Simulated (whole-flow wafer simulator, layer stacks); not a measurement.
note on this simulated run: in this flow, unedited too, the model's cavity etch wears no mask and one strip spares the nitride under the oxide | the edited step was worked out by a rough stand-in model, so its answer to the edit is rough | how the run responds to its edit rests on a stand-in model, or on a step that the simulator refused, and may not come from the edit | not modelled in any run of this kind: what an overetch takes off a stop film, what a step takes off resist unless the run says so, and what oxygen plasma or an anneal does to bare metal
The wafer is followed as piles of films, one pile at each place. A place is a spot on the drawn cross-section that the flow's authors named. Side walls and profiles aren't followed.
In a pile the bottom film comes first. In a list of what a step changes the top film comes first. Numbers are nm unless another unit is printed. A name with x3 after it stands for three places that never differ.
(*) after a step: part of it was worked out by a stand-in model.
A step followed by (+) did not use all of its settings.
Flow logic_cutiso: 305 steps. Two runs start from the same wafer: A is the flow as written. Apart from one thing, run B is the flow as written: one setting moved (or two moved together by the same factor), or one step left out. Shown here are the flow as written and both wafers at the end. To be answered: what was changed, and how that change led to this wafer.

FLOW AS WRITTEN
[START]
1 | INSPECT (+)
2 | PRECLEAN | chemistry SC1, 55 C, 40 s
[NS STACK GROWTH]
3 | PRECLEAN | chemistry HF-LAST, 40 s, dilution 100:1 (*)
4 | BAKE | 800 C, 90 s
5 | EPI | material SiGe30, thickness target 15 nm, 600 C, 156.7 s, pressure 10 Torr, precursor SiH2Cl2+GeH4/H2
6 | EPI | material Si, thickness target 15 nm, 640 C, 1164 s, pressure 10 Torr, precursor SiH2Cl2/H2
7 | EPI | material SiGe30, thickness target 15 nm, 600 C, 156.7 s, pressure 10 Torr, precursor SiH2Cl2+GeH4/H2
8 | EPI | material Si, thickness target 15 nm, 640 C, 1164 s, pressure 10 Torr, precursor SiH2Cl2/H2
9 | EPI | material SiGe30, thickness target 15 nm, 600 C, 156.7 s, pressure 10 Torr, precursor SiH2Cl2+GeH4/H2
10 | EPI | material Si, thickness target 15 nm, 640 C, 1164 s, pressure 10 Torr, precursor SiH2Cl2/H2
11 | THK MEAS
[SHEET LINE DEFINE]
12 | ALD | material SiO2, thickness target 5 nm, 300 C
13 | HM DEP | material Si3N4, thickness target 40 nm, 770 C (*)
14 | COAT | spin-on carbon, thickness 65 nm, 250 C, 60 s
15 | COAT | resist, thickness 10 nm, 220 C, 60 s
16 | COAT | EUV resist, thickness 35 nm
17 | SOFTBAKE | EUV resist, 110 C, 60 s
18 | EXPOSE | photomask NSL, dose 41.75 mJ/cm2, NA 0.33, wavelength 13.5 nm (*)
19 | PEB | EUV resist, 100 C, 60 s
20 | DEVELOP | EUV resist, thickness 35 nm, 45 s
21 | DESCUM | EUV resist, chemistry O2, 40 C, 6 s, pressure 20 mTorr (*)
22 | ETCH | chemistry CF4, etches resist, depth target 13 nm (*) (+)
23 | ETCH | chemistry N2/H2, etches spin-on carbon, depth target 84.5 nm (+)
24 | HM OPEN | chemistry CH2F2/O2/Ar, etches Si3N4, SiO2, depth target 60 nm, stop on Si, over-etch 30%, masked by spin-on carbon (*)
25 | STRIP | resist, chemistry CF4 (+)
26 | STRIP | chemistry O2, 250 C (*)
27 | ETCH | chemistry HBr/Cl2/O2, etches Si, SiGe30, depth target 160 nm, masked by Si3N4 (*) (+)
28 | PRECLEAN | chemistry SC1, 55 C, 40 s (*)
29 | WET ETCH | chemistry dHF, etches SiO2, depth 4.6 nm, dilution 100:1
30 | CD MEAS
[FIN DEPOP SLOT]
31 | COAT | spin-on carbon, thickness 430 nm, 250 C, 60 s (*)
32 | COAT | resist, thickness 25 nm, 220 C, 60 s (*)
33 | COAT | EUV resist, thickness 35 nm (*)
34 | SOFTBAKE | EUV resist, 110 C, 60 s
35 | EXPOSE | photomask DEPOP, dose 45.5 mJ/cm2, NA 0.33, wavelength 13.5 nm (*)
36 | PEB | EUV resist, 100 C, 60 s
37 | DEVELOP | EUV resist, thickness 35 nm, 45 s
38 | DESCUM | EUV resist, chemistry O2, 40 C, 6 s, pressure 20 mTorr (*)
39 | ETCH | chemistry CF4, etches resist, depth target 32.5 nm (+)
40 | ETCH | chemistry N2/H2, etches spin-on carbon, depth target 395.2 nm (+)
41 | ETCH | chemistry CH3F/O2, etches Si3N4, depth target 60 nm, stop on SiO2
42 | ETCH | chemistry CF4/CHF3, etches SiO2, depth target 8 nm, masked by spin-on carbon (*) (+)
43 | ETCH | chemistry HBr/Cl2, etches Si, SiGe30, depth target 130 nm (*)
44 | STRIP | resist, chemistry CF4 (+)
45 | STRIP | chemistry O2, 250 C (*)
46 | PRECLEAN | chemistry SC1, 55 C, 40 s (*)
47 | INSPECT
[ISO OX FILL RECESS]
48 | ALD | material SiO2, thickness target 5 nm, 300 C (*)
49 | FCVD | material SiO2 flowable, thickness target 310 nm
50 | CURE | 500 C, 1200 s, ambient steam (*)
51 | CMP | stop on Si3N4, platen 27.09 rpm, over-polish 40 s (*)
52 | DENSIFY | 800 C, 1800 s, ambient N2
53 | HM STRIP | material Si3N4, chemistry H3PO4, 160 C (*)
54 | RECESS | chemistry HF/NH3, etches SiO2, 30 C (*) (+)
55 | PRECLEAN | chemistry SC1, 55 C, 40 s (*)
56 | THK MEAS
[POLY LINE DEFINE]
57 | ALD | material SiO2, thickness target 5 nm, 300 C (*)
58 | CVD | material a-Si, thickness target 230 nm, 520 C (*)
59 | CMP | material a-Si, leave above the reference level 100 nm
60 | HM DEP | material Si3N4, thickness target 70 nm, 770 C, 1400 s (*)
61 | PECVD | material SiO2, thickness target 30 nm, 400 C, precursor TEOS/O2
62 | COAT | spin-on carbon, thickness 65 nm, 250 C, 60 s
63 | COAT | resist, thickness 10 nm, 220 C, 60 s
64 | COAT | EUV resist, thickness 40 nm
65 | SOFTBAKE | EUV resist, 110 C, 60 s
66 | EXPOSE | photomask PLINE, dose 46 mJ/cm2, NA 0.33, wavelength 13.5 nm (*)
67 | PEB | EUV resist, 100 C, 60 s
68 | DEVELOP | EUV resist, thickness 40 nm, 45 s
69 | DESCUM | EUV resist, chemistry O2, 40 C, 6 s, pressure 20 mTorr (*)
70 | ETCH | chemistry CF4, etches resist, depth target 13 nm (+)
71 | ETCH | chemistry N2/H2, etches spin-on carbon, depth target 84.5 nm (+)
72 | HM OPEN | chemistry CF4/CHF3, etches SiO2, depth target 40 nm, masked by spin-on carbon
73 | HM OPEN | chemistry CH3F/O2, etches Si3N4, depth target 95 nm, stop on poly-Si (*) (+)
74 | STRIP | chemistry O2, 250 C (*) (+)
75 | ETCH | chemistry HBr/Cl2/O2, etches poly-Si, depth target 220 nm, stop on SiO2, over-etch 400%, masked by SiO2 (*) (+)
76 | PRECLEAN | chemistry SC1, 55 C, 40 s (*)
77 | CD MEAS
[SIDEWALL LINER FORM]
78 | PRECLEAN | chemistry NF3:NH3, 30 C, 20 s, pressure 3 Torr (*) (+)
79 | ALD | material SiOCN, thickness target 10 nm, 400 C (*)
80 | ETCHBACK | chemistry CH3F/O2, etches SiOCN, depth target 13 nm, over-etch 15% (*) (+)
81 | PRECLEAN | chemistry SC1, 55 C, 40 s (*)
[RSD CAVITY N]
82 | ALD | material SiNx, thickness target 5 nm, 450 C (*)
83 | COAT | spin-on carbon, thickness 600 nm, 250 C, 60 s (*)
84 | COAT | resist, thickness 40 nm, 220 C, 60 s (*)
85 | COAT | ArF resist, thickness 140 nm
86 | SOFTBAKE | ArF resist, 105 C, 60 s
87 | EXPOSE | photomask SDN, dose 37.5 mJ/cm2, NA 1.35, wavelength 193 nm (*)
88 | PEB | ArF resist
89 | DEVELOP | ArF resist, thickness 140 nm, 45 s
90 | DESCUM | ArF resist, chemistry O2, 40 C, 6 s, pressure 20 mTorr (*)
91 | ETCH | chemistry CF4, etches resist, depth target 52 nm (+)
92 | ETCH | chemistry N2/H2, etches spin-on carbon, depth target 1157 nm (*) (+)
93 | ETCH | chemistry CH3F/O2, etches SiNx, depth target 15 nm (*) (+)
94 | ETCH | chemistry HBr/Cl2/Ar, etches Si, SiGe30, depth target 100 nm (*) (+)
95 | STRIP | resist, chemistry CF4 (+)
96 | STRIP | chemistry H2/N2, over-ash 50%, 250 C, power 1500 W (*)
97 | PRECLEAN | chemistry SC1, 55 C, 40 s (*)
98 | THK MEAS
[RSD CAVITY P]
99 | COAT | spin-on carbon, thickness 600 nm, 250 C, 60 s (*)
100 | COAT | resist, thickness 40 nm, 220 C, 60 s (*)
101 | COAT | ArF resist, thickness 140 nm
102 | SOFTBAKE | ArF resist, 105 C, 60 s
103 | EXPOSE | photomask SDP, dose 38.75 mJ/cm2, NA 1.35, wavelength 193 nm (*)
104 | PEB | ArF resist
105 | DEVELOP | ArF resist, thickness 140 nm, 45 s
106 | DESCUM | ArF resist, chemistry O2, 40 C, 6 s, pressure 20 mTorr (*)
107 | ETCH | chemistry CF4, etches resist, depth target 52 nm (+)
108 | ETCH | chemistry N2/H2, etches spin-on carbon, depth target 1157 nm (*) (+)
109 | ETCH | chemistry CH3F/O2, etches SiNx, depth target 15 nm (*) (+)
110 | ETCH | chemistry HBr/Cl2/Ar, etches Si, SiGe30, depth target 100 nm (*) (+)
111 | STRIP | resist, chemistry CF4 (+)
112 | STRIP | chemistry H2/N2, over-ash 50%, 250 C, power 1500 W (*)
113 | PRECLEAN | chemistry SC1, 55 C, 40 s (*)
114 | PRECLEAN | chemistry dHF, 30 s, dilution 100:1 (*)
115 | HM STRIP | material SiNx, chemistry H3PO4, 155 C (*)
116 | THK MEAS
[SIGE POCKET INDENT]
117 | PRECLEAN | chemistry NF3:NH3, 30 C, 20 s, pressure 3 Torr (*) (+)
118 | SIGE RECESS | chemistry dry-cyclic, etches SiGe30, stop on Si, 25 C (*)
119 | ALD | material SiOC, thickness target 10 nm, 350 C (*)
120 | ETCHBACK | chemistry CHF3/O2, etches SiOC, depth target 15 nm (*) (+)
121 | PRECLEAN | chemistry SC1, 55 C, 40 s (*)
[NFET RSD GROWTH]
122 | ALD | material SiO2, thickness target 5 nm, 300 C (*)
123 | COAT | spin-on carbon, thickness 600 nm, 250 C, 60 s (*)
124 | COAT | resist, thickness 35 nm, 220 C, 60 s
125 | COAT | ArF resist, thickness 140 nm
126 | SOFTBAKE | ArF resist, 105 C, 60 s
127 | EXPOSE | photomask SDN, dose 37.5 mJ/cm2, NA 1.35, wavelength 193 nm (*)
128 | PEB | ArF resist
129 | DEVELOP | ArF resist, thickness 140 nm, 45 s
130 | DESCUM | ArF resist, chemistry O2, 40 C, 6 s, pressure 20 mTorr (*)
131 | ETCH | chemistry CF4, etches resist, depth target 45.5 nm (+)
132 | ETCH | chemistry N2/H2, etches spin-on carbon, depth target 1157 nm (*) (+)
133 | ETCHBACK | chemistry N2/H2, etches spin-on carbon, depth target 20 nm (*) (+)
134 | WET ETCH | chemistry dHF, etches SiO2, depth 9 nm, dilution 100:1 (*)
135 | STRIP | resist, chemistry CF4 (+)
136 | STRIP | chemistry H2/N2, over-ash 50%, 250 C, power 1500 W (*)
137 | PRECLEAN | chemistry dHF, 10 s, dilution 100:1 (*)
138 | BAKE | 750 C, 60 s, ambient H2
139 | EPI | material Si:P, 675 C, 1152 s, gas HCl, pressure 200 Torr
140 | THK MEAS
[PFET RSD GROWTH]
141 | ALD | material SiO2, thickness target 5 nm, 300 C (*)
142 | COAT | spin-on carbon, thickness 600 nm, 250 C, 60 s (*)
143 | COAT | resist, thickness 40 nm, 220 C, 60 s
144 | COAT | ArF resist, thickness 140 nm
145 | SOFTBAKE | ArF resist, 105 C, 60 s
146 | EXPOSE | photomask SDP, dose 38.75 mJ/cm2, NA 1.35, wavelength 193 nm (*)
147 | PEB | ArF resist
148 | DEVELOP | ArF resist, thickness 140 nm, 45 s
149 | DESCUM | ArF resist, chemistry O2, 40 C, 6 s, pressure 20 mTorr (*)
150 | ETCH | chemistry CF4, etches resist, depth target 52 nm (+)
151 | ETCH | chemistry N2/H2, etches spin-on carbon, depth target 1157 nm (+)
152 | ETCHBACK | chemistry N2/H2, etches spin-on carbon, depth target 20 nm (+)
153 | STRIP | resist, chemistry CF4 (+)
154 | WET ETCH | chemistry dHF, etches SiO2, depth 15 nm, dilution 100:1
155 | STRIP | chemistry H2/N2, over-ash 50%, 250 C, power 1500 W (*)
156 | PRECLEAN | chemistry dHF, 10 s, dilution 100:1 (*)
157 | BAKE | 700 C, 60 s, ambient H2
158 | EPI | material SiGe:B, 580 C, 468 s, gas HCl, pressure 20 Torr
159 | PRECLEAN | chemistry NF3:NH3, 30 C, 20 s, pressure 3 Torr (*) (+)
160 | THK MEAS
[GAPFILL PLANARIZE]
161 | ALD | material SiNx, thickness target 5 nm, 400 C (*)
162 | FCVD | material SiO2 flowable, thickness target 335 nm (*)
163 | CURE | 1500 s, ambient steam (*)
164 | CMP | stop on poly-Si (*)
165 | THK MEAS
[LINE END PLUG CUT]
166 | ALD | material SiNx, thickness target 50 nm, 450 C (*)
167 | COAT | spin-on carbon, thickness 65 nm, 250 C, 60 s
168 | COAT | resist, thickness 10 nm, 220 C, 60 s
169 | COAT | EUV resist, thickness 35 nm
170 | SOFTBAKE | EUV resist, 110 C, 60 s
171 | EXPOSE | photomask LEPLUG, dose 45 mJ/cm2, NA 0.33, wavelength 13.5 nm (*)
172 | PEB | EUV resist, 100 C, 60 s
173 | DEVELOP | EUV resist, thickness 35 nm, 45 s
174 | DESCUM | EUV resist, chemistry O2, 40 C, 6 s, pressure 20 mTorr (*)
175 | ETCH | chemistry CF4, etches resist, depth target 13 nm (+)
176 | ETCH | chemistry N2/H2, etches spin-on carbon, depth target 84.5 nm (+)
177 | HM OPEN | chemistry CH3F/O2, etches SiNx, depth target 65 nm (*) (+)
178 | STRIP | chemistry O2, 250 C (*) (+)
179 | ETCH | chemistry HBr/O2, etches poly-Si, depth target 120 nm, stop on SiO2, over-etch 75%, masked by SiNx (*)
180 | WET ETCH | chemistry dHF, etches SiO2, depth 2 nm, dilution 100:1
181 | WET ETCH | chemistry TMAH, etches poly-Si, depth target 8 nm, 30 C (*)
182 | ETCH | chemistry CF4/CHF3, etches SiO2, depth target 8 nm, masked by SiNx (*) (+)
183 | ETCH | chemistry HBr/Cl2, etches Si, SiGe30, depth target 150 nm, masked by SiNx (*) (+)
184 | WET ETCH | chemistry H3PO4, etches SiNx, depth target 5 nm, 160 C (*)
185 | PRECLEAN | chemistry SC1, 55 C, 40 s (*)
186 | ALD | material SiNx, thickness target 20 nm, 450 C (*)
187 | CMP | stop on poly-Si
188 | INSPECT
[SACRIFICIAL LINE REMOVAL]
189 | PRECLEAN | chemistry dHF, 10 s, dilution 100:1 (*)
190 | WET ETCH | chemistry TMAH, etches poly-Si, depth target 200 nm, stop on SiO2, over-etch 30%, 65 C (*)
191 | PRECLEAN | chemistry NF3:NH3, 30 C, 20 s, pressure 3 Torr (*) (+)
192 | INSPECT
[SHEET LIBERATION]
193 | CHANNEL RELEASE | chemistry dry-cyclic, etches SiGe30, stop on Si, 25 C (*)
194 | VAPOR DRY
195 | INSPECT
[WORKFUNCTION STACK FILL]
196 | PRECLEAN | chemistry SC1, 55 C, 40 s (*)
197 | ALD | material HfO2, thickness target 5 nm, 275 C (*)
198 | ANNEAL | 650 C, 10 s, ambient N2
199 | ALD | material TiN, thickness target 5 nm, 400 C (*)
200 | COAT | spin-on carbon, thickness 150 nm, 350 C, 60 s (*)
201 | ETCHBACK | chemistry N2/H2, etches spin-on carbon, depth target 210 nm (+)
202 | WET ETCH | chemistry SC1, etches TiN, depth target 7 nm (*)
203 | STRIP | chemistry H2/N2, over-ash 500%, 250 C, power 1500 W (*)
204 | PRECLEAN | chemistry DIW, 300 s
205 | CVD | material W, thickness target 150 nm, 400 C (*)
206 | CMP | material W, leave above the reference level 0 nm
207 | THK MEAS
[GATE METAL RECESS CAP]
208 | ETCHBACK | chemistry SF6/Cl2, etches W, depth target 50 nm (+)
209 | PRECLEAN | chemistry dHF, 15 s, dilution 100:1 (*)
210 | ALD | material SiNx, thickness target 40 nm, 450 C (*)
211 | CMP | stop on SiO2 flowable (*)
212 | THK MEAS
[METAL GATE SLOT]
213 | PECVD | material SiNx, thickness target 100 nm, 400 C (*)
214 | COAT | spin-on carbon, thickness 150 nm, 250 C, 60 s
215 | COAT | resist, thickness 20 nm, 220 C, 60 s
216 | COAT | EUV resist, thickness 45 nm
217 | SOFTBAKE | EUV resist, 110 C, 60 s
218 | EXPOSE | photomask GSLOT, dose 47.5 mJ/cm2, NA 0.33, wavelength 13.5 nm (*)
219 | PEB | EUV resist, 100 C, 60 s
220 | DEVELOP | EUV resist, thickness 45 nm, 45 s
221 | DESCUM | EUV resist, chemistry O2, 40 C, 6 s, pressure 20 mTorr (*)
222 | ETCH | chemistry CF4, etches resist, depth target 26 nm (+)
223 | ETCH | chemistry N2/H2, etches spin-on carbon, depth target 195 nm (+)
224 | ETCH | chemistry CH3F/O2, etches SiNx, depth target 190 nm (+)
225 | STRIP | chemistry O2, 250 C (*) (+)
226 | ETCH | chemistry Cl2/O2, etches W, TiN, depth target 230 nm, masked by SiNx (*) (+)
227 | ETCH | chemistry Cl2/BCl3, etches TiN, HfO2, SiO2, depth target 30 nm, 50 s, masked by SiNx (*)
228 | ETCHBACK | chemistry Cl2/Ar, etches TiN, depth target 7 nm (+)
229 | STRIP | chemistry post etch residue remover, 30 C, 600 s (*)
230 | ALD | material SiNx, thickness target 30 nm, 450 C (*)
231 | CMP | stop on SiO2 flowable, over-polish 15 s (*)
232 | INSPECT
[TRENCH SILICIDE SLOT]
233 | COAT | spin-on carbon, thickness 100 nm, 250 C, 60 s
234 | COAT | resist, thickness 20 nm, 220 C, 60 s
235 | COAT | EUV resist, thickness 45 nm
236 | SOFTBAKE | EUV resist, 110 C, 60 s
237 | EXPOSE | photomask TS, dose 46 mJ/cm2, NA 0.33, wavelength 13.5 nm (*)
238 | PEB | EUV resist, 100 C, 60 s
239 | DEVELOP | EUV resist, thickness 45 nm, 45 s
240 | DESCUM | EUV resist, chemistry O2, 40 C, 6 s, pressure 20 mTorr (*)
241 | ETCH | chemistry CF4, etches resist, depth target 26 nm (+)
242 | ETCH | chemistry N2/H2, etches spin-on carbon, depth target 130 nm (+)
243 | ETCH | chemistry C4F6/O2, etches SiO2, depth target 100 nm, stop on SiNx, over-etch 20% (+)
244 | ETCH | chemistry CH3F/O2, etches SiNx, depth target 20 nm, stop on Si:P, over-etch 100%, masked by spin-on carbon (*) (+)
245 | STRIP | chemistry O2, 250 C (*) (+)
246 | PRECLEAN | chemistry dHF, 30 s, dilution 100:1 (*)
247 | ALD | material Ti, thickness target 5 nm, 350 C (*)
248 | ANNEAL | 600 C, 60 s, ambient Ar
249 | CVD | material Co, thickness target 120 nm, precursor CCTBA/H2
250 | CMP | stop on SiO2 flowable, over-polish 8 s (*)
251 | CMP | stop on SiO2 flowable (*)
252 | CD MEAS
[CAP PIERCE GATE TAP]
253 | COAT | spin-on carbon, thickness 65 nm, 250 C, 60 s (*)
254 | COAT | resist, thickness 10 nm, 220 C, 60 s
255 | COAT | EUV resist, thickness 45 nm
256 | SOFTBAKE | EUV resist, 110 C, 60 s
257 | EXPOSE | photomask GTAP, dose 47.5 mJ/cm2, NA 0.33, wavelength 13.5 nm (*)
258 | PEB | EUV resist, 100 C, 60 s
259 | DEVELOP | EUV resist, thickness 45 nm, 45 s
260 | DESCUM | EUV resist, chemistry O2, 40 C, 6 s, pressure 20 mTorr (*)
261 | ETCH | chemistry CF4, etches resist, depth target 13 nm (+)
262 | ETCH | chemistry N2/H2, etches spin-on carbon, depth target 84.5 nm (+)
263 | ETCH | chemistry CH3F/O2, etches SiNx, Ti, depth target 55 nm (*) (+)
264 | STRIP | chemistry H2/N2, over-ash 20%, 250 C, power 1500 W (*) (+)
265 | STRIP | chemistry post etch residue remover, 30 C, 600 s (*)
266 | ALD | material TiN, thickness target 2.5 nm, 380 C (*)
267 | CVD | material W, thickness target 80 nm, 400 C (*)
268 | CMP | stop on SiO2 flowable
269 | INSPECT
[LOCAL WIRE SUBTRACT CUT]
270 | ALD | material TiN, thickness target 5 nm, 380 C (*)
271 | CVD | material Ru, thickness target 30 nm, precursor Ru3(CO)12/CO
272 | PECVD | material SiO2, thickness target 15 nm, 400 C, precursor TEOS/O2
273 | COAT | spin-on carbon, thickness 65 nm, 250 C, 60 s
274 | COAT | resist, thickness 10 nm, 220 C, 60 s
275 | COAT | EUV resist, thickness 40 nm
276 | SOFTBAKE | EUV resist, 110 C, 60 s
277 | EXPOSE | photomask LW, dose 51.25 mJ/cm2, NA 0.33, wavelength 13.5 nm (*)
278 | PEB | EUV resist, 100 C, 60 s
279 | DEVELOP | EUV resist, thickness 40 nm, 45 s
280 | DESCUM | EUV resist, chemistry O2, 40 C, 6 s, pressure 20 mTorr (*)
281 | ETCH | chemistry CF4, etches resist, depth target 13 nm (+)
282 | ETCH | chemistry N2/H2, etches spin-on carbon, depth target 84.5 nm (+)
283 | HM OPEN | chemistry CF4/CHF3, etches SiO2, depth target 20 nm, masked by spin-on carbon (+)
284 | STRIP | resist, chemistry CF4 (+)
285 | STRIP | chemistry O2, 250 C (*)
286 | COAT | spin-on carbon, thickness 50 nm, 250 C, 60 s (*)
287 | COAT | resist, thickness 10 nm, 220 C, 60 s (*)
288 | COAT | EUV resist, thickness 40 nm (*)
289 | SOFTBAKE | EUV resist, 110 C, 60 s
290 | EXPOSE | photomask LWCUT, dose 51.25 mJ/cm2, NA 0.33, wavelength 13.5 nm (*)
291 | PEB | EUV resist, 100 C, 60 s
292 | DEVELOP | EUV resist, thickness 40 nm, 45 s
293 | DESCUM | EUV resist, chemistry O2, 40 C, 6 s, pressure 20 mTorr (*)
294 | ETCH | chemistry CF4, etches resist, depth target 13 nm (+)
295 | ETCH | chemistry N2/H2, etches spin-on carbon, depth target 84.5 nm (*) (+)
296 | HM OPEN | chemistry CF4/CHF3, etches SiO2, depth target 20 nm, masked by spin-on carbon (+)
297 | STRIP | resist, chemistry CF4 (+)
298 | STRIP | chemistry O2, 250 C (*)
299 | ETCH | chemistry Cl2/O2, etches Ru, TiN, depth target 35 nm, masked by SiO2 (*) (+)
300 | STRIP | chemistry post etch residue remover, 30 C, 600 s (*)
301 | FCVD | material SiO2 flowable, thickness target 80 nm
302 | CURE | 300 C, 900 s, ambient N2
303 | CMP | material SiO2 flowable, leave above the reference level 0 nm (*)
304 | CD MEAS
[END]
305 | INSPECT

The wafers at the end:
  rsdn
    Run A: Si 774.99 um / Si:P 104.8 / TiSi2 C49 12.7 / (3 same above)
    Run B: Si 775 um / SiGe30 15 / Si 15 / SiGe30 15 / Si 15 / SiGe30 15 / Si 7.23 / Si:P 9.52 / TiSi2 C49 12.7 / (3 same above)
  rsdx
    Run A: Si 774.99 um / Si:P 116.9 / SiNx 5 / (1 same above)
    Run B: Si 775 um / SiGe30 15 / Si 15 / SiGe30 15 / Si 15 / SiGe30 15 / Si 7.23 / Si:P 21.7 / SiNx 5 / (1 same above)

The reason: step 92, ETCH: depth target 491.7 nm was run, whereas the flow has depth target 1157 nm.

The path from the change to this, step by step:
  92 | ETCH | chemistry N2/H2, etches spin-on carbon, depth target 1157 nm (*) (+)
      gl, gxn, tap: A spin-on carbon loses 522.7 (all of it), SiNx loses 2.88 | B spin-on carbon loses 491.7
      lnr, lnrt: A spin-on carbon loses 524.9 (all of it), SiNx loses 2.85 | B spin-on carbon loses 491.7
      (also at 17 further places)
  93 | ETCH | chemistry CH3F/O2, etches SiNx, depth target 15 nm (*) (+)
      depop, dpovl, gfld and 12 more: A resist loses 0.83 | B nothing
      gl, gxn, tap: A SiNx loses 2.12 (all of it), SiO2 loses 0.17 | B nothing
      (also at 4 further places)
  94 | ETCH | chemistry HBr/Cl2/Ar, etches Si, SiGe30, depth target 100 nm (*) (+)
      rsdn, rsdx: A chemical SiO2 loses 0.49 (all of it), Si loses 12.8 (all of it), SiGe30 loses 15 (all of it), Si loses 15 (all of it), SiGe30 loses 15 (all of it), Si loses 15 (all of it), SiGe30 loses 15 (all of it), Si loses 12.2 | B nothing
  95 | STRIP | resist, chemistry CF4 (+)
      depop, dpovl, glp, isow, ns, nsgap, rsdp, rsdw: A resist loses 13 (all of it) | B resist loses 24.4 (all of it)
      gfld, gxf, gxp, iso, lnri: A resist loses 13 (all of it) | B resist loses 24.5 (all of it)
      (also at 2 further places)
  96 | STRIP | chemistry H2/N2, over-ash 50%, 250 C, power 1500 W (*)
      gl, gxn, tap: A nothing | B spin-on carbon loses 31 (all of it)
      lnr, lnrt: A nothing | B spin-on carbon loses 33.2 (all of it)
      (also at 2 further places)
  99 | COAT | spin-on carbon, thickness 600 nm, 250 C, 60 s (*)
      gl, gxn: A spin-on carbon gains 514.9 (new film) | B spin-on carbon gains 528.7 (new film)
      glp, gxp: A spin-on carbon gains 509.9 (new film) | B spin-on carbon gains 528.7 (new film)
      (also at 13 further places)
  108 | ETCH | chemistry N2/H2, etches spin-on carbon, depth target 1157 nm (*) (+)
      depop, dpovl, gfld and 14 more: A ArF resist loses 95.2 (all of it), resist loses 25.2 | B ArF resist loses 95.2 (all of it), resist loses 26.2
      glp, gxp: A spin-on carbon loses 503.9 (all of it), SiNx loses 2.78 | B spin-on carbon loses 522.7 (all of it), SiNx loses 2.88
      (also at 3 further places)
  111 | STRIP | resist, chemistry CF4 (+)
      depop, dpovl, gfld and 6 more: A resist loses 14 (all of it) | B resist loses 13 (all of it)
      gl, gxf, gxn, lnr, lnrt, rsdn, rsdx: A resist loses 14.1 (all of it) | B resist loses 13 (all of it)
      (also at 1 further place)
  112 | STRIP | chemistry H2/N2, over-ash 50%, 250 C, power 1500 W (*)
      gl, gxn: A spin-on carbon loses 514.9 (all of it) | B spin-on carbon loses 528.7 (all of it)
      lnr, lnrt: A spin-on carbon loses 517.6 (all of it) | B spin-on carbon loses 530.9 (all of it)
      (also at 8 further places)
  114 | PRECLEAN | chemistry dHF, 30 s, dilution 100:1 (*)
      gl, gxn, tap: A SiO2 loses 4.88 | B SiNx loses 1
      lnr, lnrt: A SiOCN loses 0.49 | B SiNx loses 1
      (also at 2 further places)
  115 | HM STRIP | material SiNx, chemistry H3PO4, 155 C (*)
      gl, gxn, tap: A SiO2 loses 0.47 | B SiNx loses 3.99 (all of it), SiO2 loses 0.18
      lnr, lnrt: A SiOCN loses 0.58 | B SiNx loses 3.99 (all of it), SiOCN loses 0.22
      (also at 2 further places)
  119 | ALD | material SiOC, thickness target 10 nm, 350 C (*)
      gxn: A SiOC gains 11 (new film) | B SiOC gains 10 (new film)
  120 | ETCHBACK | chemistry CHF3/O2, etches SiOC, depth target 15 nm (*) (+)
      gl, tap: A SiOC loses 10 (all of it), SiO2 loses 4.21 (all of it), Si3N4 loses 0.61 | B SiOC loses 10 (all of it), SiO2 loses 5
      rsdn, rsdx: A SiOC loses 10 (all of it) | B SiOC loses 10 (all of it), Si loses 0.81
      (also at 1 further place)
  122 | ALD | material SiO2, thickness target 5 nm, 300 C (*)
      gl, tap: A SiO2 gains 5 (new film) | B SiO2 gains 5
      gxn: A SiO2 gains 6.76 (new film) | B SiO2 gains 5
  123 | COAT | spin-on carbon, thickness 600 nm, 250 C, 60 s (*)
      gfld, lnrp: A spin-on carbon gains 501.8 (new film) | B spin-on carbon gains 515.2 (new film)
      gxf, plug: A spin-on carbon gains 501.8 (new film) | B spin-on carbon gains 515.3 (new film)
      (also at 8 further places)
  132 | ETCH | chemistry N2/H2, etches spin-on carbon, depth target 1157 nm (*) (+)
      gl, tap: A spin-on carbon loses 501.7 (all of it), SiO2 loses 5 (all of it), Si3N4 loses 0.5 | B spin-on carbon loses 510 (all of it), SiO2 loses 5.55
      rsdn, rsdx: A spin-on carbon loses 778.1 (all of it) | B spin-on carbon loses 691.8 (all of it), SiO2 loses 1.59
      (also at 3 further places)
  ... 6 further steps ...
  164 | CMP | stop on poly-Si (*)
      gxn: A SiO2 flowable loses 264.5 (all of it), SiNx loses 5 (all of it), SiO2 loses 1.12 (all of it), Si3N4 loses 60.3 (all of it) | B SiO2 flowable loses 263.2 (all of it), SiNx loses 5 (all of it), SiO2 loses 2.75 (all of it), Si3N4 loses 60.3 (all of it)
      lnr: A SiO2 flowable loses 260.9 (all of it), SiNx loses 5 (all of it), SiOCN loses 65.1 | B SiO2 flowable loses 259.6 (all of it), SiNx loses 5 (all of it), SiOCN loses 66.6
      (also at 1 further place)
